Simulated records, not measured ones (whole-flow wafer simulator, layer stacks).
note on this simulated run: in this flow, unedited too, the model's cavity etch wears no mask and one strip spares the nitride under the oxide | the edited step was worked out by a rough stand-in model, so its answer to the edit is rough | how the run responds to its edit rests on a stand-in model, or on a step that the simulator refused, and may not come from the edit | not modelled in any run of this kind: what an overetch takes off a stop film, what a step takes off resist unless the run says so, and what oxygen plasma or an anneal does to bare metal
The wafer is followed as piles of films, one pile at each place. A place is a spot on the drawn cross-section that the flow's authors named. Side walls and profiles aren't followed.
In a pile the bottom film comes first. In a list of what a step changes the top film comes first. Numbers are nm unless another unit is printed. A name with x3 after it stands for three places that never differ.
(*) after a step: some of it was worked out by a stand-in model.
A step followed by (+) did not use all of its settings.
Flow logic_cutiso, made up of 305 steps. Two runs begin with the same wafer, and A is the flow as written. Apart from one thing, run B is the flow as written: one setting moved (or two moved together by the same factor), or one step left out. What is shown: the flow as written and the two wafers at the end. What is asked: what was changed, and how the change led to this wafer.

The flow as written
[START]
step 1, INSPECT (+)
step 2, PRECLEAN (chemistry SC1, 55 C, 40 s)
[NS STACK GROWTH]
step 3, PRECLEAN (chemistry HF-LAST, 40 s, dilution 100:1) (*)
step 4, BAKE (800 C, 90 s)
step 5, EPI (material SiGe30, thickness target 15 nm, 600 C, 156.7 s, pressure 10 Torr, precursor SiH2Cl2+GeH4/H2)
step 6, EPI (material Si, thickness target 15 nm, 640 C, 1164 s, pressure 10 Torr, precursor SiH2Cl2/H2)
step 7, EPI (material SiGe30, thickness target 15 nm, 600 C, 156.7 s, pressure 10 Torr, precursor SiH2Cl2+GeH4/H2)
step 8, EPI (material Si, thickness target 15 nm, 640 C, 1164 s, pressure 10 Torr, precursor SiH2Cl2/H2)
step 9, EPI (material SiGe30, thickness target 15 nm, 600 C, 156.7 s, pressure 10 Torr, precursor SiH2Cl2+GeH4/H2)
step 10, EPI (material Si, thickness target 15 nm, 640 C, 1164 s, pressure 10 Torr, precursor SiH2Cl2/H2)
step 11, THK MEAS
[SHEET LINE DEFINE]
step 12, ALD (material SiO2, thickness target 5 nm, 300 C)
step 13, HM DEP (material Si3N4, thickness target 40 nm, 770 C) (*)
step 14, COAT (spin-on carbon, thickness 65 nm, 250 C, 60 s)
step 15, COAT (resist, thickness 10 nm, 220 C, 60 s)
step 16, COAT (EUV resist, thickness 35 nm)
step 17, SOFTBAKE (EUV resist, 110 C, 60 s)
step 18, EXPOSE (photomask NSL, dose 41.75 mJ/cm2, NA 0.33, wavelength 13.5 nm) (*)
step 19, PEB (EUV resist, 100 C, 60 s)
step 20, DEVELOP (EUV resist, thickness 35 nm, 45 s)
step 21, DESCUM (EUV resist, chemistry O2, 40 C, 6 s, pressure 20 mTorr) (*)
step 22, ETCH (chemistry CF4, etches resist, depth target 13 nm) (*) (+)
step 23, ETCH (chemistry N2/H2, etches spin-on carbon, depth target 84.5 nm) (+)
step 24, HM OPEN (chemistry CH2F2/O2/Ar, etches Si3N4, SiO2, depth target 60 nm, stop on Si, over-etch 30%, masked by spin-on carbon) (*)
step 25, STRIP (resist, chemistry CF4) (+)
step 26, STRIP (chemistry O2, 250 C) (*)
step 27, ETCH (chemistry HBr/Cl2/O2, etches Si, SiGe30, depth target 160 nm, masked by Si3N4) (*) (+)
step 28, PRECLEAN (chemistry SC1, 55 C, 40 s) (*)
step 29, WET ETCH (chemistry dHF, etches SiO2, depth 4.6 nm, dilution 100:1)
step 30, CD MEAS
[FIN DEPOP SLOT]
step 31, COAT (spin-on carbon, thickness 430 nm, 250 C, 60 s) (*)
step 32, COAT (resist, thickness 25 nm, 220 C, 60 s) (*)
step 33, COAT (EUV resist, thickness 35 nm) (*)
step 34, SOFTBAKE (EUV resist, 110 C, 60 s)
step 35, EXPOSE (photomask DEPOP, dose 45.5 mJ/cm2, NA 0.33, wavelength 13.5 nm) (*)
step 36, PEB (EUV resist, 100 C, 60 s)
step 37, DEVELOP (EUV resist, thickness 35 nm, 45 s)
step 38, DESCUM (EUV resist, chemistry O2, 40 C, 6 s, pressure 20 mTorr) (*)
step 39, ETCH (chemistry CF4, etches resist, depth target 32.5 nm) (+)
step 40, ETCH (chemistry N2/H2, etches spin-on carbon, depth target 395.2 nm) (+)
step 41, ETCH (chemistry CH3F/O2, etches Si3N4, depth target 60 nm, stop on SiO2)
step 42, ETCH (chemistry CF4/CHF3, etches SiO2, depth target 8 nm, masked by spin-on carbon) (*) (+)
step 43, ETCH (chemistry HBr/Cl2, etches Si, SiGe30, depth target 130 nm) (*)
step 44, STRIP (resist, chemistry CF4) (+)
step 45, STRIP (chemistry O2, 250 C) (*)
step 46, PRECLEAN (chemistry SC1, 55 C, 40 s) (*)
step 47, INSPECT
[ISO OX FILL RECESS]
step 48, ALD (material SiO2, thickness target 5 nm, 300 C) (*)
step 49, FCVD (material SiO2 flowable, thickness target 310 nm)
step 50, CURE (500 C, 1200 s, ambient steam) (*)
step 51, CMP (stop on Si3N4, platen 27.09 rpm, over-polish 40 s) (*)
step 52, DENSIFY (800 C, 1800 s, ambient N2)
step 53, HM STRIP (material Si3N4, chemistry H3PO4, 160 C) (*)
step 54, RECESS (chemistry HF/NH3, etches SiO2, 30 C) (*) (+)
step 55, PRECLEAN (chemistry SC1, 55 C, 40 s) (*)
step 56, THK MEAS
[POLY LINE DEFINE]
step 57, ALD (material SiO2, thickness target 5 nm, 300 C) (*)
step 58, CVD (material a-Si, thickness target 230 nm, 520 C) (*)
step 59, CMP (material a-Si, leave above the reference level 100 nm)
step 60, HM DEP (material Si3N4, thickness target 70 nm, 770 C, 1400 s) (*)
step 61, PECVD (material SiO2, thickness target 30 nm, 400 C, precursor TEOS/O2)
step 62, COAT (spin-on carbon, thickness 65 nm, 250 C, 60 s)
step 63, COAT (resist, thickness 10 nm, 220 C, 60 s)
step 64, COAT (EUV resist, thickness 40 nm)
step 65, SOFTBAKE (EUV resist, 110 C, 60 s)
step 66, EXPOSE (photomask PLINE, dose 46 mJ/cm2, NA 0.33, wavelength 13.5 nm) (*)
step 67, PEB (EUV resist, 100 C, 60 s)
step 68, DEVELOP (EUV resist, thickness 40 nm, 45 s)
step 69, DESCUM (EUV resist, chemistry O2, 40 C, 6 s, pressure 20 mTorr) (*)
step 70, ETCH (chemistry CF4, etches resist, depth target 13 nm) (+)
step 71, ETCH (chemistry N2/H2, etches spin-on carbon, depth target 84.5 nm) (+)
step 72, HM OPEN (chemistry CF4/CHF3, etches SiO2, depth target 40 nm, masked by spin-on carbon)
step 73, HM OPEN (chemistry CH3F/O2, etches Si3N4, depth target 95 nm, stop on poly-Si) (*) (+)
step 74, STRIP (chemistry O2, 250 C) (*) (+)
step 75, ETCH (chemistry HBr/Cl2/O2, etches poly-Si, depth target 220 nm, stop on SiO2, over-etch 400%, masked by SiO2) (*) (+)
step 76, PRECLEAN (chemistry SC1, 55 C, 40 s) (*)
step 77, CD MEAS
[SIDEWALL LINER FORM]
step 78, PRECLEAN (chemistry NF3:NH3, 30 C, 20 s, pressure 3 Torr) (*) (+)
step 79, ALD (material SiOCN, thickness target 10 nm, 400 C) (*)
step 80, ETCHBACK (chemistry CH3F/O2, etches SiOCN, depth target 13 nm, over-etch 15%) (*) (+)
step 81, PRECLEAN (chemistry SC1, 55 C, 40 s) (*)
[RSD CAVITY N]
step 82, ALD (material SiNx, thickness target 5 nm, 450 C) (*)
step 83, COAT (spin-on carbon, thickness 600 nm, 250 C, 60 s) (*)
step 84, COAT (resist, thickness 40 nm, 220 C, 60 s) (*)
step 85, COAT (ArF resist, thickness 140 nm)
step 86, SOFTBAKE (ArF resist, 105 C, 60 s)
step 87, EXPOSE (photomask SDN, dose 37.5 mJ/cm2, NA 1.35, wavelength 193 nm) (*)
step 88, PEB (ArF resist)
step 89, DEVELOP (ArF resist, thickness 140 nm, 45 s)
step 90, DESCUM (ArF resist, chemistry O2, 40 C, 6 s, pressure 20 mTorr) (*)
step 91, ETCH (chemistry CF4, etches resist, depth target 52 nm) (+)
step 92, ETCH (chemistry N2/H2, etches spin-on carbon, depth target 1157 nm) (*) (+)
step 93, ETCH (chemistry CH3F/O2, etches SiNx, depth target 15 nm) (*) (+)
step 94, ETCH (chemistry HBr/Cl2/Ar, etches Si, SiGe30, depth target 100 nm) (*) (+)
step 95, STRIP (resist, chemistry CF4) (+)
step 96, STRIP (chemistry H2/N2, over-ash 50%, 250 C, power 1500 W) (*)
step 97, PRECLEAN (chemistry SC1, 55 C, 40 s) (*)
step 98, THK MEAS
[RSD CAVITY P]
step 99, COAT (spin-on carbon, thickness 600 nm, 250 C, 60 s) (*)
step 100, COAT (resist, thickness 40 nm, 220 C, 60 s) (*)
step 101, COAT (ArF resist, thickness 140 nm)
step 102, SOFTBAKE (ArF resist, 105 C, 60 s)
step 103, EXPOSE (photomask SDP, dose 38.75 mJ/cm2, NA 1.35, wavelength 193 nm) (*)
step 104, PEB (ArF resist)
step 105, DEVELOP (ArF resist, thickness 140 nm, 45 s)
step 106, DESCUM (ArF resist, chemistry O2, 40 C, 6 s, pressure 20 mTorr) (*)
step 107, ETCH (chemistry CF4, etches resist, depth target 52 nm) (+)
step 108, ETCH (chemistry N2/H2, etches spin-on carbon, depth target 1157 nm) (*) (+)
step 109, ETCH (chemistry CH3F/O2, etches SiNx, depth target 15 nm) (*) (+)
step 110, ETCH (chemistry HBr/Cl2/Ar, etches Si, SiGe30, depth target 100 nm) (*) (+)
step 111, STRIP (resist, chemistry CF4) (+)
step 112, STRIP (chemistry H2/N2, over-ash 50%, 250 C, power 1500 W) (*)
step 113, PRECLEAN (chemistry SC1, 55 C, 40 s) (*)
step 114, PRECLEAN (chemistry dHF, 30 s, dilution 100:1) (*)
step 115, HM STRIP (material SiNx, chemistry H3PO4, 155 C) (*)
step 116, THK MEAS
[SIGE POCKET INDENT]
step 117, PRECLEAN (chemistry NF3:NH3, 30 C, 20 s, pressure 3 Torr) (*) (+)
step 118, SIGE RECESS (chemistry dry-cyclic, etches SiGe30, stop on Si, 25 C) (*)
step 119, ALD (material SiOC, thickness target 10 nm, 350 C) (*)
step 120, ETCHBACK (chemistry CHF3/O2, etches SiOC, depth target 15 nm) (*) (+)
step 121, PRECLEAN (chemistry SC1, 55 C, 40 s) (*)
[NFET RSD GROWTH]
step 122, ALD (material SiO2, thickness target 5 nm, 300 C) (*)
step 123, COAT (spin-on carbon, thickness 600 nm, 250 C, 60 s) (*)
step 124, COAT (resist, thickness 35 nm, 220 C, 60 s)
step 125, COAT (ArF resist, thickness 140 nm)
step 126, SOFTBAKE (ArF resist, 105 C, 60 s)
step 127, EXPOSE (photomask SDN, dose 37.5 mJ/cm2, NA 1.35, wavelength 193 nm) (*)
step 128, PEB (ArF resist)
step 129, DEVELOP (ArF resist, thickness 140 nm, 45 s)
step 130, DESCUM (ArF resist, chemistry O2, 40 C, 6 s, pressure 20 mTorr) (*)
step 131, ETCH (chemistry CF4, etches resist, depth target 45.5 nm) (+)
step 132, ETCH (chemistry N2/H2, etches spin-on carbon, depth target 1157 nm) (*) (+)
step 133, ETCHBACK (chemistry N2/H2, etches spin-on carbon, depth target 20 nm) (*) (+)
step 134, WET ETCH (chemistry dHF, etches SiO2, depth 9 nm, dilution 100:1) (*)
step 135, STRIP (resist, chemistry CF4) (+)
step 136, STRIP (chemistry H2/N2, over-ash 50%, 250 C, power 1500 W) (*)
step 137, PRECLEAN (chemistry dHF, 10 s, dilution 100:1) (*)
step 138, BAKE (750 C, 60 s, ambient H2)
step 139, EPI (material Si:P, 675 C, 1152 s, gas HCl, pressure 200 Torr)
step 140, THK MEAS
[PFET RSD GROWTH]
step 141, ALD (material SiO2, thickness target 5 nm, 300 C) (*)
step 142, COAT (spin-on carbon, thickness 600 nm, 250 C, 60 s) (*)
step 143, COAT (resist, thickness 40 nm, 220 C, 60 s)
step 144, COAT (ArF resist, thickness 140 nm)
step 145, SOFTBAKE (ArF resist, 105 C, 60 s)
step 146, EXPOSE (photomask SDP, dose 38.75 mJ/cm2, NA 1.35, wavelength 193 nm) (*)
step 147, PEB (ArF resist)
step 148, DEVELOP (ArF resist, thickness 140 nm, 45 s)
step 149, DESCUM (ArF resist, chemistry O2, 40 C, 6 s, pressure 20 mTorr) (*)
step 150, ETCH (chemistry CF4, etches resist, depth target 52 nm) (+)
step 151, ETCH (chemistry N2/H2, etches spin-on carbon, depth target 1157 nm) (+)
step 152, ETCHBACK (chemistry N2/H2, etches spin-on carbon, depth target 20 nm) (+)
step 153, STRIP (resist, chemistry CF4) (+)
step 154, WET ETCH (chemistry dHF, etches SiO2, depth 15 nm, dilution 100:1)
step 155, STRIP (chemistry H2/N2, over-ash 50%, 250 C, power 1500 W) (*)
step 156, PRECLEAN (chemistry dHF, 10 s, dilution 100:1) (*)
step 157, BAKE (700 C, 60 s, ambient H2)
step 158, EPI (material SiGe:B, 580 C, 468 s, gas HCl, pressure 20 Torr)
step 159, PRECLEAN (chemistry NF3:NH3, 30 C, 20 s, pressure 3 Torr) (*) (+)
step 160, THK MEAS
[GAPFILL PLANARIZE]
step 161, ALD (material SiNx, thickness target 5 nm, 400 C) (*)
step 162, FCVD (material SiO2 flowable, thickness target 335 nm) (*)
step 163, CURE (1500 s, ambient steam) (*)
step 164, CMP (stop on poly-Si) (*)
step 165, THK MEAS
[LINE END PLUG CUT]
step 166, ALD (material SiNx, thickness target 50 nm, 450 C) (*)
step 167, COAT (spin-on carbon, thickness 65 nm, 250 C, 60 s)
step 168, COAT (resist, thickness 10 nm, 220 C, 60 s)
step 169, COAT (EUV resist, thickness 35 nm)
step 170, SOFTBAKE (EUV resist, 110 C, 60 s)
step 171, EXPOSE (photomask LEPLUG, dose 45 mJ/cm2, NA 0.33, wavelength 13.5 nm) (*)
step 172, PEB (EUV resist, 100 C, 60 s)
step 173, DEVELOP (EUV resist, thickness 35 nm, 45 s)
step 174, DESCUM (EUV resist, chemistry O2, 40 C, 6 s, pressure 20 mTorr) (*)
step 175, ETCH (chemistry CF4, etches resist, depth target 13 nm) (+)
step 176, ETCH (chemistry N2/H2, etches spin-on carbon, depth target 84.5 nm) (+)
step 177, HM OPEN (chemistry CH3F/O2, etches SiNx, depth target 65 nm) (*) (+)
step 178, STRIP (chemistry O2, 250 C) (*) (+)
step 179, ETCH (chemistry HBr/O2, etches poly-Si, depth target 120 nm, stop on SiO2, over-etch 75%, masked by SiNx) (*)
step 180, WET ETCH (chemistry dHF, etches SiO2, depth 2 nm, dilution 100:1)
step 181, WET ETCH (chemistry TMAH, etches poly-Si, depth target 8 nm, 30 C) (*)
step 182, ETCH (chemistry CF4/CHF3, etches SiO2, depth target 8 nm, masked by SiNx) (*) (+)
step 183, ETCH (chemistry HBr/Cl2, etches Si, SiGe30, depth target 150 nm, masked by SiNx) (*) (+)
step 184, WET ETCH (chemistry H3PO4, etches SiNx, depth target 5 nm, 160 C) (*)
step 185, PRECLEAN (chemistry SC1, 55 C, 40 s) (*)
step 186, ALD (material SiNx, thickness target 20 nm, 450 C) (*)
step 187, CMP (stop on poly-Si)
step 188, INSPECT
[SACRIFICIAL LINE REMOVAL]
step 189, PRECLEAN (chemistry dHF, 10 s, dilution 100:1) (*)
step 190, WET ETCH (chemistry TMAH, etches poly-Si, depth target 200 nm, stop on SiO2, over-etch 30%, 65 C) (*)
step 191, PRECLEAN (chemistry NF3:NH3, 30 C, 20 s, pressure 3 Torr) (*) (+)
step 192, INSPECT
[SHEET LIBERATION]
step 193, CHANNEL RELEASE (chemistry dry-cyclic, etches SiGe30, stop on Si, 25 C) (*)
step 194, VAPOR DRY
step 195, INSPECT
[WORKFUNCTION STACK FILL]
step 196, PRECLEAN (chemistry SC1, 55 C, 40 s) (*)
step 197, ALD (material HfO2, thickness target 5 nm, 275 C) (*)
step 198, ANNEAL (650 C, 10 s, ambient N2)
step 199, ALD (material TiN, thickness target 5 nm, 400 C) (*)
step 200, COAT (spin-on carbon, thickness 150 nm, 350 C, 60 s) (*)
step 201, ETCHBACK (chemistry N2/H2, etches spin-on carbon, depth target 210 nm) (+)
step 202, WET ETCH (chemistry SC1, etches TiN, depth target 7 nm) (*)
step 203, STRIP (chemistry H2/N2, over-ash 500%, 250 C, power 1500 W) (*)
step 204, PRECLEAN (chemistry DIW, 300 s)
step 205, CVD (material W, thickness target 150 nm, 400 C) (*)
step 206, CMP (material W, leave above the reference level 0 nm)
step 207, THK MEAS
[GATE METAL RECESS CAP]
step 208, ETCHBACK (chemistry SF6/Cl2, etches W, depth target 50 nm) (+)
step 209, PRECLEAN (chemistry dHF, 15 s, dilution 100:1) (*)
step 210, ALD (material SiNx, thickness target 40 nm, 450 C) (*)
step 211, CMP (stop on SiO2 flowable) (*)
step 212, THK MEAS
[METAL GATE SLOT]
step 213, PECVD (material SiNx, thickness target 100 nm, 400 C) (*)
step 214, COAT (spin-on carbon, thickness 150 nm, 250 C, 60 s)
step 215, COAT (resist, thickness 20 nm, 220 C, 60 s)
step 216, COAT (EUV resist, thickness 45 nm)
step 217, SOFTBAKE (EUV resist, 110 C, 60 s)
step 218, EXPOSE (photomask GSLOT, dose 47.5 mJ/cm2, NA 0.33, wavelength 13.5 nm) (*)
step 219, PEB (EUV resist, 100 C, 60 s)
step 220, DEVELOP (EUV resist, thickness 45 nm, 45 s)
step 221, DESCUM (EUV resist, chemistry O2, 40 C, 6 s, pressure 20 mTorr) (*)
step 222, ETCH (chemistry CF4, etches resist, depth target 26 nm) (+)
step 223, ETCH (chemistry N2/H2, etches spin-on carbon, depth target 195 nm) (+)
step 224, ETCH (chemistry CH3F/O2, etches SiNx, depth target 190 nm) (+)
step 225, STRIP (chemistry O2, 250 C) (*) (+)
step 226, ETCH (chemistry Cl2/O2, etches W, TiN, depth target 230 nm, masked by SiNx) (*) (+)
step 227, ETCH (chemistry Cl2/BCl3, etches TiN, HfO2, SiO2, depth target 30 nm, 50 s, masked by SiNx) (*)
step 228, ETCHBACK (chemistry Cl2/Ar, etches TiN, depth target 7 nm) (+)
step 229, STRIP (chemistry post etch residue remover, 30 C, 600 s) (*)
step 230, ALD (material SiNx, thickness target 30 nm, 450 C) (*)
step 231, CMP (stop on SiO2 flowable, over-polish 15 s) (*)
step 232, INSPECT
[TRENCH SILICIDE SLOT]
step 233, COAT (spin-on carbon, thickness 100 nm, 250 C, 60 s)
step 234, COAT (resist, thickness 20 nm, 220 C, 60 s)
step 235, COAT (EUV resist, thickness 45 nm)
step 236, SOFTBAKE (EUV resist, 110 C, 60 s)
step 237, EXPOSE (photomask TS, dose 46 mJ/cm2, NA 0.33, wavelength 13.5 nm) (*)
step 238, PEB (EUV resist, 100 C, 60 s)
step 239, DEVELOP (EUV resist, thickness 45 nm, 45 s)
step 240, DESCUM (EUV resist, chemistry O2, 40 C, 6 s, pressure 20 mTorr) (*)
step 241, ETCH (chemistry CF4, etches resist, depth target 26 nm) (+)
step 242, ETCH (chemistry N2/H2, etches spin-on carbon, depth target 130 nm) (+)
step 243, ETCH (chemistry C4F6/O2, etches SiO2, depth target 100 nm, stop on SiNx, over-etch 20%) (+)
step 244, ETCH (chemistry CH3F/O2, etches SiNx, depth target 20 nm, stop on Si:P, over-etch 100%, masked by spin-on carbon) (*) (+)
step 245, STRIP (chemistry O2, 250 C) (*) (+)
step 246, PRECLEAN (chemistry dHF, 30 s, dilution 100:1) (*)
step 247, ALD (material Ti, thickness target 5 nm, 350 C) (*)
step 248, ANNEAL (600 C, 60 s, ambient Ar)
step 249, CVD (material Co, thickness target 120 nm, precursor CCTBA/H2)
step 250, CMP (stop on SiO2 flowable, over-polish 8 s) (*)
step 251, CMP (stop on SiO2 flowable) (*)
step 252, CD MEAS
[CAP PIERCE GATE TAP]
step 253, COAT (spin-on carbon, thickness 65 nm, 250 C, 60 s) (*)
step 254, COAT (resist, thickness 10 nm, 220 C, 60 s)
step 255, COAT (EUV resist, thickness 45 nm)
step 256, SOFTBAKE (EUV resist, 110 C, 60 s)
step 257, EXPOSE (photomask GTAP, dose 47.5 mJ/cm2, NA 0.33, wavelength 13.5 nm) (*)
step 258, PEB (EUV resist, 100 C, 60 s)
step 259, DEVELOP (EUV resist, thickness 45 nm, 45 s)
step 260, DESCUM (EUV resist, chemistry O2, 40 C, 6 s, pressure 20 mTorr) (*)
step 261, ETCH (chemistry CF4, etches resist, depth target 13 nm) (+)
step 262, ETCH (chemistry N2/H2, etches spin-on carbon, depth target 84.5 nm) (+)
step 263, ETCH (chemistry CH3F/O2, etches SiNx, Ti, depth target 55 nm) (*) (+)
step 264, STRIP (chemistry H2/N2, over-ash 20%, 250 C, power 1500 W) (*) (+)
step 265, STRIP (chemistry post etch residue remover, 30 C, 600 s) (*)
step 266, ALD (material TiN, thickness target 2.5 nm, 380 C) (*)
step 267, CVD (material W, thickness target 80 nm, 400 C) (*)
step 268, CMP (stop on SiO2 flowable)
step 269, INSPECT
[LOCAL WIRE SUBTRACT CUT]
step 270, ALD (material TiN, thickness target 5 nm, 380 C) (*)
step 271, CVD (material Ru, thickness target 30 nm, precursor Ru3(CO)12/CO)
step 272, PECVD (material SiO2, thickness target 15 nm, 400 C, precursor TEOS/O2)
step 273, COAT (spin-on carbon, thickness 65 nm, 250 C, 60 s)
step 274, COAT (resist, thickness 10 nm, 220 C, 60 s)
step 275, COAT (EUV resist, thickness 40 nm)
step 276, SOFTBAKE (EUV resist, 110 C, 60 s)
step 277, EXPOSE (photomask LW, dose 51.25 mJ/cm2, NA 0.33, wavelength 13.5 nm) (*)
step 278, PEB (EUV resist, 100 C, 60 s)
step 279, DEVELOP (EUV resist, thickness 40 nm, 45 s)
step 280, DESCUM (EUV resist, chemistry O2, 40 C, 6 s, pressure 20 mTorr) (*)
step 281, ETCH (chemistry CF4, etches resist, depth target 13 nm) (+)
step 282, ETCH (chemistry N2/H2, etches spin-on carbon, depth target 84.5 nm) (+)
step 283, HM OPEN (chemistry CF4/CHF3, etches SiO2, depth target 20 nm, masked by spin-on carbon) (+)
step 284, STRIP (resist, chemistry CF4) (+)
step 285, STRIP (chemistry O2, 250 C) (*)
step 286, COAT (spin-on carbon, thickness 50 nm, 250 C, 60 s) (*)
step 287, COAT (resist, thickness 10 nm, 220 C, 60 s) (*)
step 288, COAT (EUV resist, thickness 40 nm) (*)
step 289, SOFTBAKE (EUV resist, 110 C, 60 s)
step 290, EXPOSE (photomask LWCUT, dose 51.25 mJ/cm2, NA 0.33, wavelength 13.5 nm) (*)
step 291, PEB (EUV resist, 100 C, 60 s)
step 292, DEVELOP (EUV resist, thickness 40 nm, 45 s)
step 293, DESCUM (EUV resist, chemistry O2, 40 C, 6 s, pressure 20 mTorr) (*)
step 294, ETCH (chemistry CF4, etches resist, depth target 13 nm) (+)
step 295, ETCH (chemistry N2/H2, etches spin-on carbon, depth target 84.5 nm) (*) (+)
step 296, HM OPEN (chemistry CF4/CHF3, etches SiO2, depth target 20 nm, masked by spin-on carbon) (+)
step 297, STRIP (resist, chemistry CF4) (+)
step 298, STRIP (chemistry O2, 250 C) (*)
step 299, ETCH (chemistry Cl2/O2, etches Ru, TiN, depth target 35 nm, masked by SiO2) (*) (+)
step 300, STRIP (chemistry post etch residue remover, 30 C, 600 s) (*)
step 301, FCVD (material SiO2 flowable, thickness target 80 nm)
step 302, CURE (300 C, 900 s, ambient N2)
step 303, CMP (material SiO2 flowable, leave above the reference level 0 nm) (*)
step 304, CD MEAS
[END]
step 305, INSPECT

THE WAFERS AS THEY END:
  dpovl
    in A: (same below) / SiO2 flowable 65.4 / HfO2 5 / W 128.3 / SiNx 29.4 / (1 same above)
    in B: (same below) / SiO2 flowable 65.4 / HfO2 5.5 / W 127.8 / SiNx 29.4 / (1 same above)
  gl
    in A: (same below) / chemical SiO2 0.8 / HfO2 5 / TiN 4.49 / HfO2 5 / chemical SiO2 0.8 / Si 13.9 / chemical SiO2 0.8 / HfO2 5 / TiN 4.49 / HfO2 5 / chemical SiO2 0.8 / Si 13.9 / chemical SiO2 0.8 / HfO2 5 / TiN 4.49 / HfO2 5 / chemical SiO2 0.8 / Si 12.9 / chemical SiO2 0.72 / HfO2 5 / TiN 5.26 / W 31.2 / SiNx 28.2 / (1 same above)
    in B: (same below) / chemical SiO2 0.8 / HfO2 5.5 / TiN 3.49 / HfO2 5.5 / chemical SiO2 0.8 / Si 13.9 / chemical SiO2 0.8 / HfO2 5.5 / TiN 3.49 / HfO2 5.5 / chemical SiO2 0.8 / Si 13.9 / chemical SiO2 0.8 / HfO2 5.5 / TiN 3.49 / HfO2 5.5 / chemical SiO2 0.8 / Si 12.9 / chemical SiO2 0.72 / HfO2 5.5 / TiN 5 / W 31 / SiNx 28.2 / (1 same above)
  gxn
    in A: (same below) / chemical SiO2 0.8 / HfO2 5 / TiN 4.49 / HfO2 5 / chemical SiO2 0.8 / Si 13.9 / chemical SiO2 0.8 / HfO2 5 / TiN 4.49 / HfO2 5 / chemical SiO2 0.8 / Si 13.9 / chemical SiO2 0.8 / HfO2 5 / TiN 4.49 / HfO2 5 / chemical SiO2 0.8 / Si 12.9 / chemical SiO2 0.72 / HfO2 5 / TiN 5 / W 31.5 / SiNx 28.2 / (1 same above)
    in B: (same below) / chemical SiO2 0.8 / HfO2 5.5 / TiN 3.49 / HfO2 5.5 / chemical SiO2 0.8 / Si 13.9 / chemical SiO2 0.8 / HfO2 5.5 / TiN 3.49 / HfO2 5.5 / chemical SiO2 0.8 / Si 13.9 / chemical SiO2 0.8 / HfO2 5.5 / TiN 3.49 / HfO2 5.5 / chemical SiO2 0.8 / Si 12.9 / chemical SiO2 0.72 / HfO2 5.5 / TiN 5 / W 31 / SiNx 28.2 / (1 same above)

Cause: step 197, ALD: thickness target 5.5 nm was run, whereas the flow has thickness target 5 nm.
The wafer itself shows it: dpovl has HfO2 5.5, and step 197 as written asks for 5 nm.

Step by step, how the change led to this:
  step 197, ALD (material HfO2, thickness target 5 nm, 275 C) (*)
      gl, glp, gxn, gxp, ns, tap: A +5 HfO2 (new film), +5 HfO2 (new film), -10 cavity, +5 HfO2 (new film), +5 HfO2 (new film), -10 cavity, +5 HfO2 (new film), +5 HfO2 (new film), -10 cavity, +5 HfO2 (new film) | B +5.5 HfO2 (new film), +5.5 HfO2 (new film), -11 cavity, +5.5 HfO2 (new film), +5.5 HfO2 (new film), -11 cavity, +5.5 HfO2 (new film), +5.5 HfO2 (new film), -11 cavity, +5.5 HfO2 (new film)
  step 199, ALD (material TiN, thickness target 5 nm, 400 C) (*)
      gl, glp, tap: A +5.26 TiN (new film), +4.49 TiN (new film), -4.49 cavity (all of it), +4.49 TiN (new film), -4.49 cavity (all of it), +4.49 TiN (new film), -4.49 cavity (all of it) | B +5 TiN (new film), +3.49 TiN (new film), -3.49 cavity (all of it), +3.49 TiN (new film), -3.49 cavity (all of it), +3.49 TiN (new film), -3.49 cavity (all of it)
      gxn, gxp, ns: A +5 TiN (new film), +4.49 TiN (new film), -4.49 cavity (all of it), +4.49 TiN (new film), -4.49 cavity (all of it), +4.49 TiN (new film), -4.49 cavity (all of it) | B +5 TiN (new film), +3.49 TiN (new film), -3.49 cavity (all of it), +3.49 TiN (new film), -3.49 cavity (all of it), +3.49 TiN (new film), -3.49 cavity (all of it)
      (and at 1 other place as well)
  step 200, COAT (spin-on carbon, thickness 150 nm, 350 C, 60 s) (*)
      gxf: A +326 spin-on carbon (new film) | B +238.7 spin-on carbon (new film)
  step 203, STRIP (chemistry H2/N2, over-ash 500%, 250 C, power 1500 W) (*)
      gl, glp: A -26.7 spin-on carbon (all of it) | B -28.7 spin-on carbon (all of it)
      gxn, gxp: A -26.8 spin-on carbon (all of it) | B -28.6 spin-on carbon (all of it)
      (and at 2 other places as well)
  step 205, CVD (material W, thickness target 150 nm, 400 C) (*)
      gxf: A +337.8 W (new film) | B +248.7 W (new film)
  step 227, ETCH (chemistry Cl2/BCl3, etches TiN, HfO2, SiO2, depth target 30 nm, 50 s, masked by SiNx) (*)
      gfld: A -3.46 HfO2 (all of it), -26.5 SiO2 flowable | B -3.97 HfO2 (all of it), -26 SiO2 flowable
